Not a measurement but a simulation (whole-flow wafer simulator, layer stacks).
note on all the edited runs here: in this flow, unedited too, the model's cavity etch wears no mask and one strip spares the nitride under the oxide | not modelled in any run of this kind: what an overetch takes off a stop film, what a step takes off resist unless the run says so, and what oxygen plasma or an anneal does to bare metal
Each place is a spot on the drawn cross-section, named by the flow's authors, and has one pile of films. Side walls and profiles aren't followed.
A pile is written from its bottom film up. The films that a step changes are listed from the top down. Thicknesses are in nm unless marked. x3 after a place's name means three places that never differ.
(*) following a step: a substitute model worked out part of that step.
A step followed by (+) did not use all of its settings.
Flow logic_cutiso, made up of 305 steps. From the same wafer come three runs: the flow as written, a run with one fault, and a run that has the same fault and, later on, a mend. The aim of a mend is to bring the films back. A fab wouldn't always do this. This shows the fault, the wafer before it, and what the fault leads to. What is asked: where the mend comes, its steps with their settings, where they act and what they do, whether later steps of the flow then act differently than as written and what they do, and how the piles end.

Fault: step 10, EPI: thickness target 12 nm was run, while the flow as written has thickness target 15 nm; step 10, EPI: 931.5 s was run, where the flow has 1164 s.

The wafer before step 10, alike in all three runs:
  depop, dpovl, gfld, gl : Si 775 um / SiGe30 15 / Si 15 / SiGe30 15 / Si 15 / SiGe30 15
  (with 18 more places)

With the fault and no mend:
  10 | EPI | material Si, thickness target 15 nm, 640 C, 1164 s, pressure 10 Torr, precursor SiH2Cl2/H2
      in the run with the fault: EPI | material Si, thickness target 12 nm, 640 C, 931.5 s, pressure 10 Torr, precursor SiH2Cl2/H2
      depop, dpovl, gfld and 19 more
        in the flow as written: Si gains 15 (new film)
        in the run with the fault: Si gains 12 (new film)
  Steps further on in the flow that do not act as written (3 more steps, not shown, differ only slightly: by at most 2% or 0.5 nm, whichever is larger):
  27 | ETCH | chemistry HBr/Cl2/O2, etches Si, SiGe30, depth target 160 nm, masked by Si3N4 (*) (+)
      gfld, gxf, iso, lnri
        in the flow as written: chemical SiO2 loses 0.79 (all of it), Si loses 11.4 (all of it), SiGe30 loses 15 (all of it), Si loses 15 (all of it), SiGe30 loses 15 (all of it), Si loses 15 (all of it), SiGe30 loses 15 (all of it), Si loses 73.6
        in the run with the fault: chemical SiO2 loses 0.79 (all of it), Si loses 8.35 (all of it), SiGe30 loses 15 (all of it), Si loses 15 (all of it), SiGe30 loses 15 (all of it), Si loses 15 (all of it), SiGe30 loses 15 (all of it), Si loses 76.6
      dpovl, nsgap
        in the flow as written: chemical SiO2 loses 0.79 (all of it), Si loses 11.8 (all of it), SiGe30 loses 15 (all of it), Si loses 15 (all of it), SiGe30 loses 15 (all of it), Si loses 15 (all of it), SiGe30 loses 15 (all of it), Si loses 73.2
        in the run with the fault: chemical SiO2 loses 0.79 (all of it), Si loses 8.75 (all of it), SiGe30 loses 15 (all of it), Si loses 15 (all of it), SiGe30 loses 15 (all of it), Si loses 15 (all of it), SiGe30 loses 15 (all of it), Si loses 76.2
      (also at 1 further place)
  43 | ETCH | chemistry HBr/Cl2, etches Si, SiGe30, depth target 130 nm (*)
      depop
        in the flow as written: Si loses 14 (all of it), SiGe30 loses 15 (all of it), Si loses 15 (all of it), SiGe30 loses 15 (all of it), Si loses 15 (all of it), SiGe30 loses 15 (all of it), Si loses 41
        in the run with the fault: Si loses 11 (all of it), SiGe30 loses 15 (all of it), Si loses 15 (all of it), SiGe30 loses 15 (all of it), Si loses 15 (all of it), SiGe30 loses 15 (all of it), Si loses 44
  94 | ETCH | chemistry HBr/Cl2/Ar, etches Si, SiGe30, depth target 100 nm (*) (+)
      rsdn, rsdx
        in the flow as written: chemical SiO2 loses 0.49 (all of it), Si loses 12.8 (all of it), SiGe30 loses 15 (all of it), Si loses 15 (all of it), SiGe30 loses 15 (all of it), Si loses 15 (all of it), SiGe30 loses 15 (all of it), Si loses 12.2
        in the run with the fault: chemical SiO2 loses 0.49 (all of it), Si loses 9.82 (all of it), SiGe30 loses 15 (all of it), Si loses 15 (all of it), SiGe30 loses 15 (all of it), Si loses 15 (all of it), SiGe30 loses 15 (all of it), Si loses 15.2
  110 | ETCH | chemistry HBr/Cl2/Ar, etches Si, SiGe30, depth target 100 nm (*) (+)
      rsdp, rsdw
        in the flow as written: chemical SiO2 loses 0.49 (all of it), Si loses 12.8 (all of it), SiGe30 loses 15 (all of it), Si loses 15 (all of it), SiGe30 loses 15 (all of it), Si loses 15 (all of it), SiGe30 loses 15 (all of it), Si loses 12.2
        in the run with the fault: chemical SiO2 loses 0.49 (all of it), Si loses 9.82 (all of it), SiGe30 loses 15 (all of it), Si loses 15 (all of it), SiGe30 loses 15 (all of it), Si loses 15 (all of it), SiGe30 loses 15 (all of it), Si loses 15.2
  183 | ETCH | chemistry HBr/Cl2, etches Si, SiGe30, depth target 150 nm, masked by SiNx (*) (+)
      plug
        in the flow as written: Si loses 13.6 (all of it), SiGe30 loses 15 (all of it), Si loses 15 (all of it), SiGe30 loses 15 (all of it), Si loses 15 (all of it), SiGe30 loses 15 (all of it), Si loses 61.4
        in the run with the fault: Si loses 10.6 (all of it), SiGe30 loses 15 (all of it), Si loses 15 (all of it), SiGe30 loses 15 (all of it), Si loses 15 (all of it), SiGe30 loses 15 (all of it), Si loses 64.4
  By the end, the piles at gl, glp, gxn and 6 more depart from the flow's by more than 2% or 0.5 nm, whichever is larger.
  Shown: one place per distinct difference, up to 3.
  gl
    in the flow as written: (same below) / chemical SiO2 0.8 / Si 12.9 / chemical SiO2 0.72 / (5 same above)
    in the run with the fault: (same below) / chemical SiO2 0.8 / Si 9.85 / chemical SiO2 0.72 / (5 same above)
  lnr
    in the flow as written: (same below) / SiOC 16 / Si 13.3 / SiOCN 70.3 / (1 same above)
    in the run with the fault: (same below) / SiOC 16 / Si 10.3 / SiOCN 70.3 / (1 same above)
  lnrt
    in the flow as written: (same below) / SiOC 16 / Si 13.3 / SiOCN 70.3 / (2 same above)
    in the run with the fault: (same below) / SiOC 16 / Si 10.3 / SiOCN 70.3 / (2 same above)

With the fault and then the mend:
  The mend stands after step 11.
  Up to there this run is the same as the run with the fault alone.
  11a | EPI | material Si, thickness target 3 nm, 640 C, 232.9 s, pressure 10 Torr, precursor SiH2Cl2/H2 (a further turn of the flow's step 10, with different settings)
      depop, dpovl, gfld and 19 more
        Si gains 3
  Later steps of the flow that are run all act as written at every place that is followed, up to a difference of at most 2% or 0.5 nm, whichever is larger.
  By the end, the piles equal the flow's at every place that both follow.
